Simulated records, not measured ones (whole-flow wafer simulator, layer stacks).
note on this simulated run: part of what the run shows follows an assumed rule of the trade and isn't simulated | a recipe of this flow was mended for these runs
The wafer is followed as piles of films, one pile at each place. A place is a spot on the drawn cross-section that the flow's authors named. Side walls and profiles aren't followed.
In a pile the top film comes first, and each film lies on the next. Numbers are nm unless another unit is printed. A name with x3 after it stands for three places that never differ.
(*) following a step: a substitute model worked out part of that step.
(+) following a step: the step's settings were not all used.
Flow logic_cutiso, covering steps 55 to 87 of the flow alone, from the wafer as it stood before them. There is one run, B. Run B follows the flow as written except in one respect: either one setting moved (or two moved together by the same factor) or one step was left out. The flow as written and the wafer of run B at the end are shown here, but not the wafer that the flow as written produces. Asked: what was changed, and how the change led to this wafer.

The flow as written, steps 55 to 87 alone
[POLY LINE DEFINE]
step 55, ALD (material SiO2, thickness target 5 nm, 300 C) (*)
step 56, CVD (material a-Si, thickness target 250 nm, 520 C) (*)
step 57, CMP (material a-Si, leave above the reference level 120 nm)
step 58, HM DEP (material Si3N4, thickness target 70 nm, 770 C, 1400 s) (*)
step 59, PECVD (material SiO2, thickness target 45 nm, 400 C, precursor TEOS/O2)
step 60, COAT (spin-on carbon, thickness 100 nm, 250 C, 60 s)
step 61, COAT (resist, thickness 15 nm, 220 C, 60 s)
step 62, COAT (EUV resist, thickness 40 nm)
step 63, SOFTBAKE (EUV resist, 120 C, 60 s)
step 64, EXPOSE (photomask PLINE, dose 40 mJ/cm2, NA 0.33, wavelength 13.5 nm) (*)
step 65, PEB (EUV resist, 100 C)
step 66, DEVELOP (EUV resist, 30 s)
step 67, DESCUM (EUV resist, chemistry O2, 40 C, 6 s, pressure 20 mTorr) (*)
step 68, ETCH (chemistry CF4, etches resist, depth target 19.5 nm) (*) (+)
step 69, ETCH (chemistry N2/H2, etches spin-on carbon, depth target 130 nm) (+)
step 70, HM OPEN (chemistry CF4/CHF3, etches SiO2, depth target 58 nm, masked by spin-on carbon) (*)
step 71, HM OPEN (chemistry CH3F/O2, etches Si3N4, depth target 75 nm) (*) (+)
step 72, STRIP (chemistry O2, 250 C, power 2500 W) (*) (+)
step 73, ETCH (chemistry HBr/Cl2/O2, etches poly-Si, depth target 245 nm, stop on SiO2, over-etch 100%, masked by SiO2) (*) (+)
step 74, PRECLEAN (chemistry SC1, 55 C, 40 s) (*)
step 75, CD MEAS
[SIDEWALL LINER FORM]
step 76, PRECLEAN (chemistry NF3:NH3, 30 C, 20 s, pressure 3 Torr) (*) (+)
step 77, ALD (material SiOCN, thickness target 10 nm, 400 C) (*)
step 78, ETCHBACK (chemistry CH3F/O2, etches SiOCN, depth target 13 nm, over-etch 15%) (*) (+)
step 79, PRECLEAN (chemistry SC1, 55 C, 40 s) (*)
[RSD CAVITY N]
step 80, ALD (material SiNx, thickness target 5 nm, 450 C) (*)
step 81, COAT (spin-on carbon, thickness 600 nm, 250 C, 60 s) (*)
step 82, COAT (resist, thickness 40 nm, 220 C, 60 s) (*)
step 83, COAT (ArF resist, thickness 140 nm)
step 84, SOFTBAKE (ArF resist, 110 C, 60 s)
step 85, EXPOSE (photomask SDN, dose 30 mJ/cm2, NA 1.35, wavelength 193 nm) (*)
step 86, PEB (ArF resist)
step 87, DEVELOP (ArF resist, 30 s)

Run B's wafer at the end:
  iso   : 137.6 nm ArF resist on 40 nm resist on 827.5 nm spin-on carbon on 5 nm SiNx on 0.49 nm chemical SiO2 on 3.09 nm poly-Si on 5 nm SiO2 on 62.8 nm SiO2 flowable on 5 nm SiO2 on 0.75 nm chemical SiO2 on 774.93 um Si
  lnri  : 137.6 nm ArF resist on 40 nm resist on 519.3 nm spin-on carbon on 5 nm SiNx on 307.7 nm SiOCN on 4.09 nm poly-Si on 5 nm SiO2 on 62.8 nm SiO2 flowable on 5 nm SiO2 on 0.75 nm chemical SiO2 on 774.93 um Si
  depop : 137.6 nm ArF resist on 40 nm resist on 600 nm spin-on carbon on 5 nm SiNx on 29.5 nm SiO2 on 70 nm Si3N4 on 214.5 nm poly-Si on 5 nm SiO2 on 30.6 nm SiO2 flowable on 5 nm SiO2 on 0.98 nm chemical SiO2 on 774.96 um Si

The reason: step 73, ETCH: depth target 104.1 nm was run, while the flow as written has depth target 245 nm.

The path from the change to this, step by step:
  step 73, ETCH (chemistry HBr/Cl2/O2, etches poly-Si, depth target 245 nm, stop on SiO2, over-etch 100%, masked by SiO2) (*) (+)
      iso, lnri: -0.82 chemical SiO2 (all of it), -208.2 poly-Si (in the flow as written it would be: -0.82 chemical SiO2 (all of it), -212.6 poly-Si (all of it), -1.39 SiO2)
      depop, dpovl x3, gfld and 8 more: -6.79 SiO2 (in the flow as written it would be: -7.88 SiO2)
      (also at 7 further places)
  step 76, PRECLEAN (chemistry NF3:NH3, 30 C, 20 s, pressure 3 Torr) (*) (+)
      iso, lnri: -0.49 chemical SiO2 (all of it) (in the flow as written it would be: -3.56 SiO2 (all of it), -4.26 SiO2 flowable)
      lnr, lnrp, lnrt, rsdn, rsdp, rsdw, rsdx: -4.5 SiO2 (all of it), -0.49 chemical SiO2 (all of it) (in the flow as written it would be: -3.09 SiO2 (all of it), -0.49 chemical SiO2 (all of it))
  step 78, ETCHBACK (chemistry CH3F/O2, etches SiOCN, depth target 13 nm, over-etch 15%) (*) (+)
      iso: -10 SiOCN (all of it), -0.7 poly-Si (in the flow as written it would be: -10 SiOCN (all of it), -0.75 SiO2 flowable)
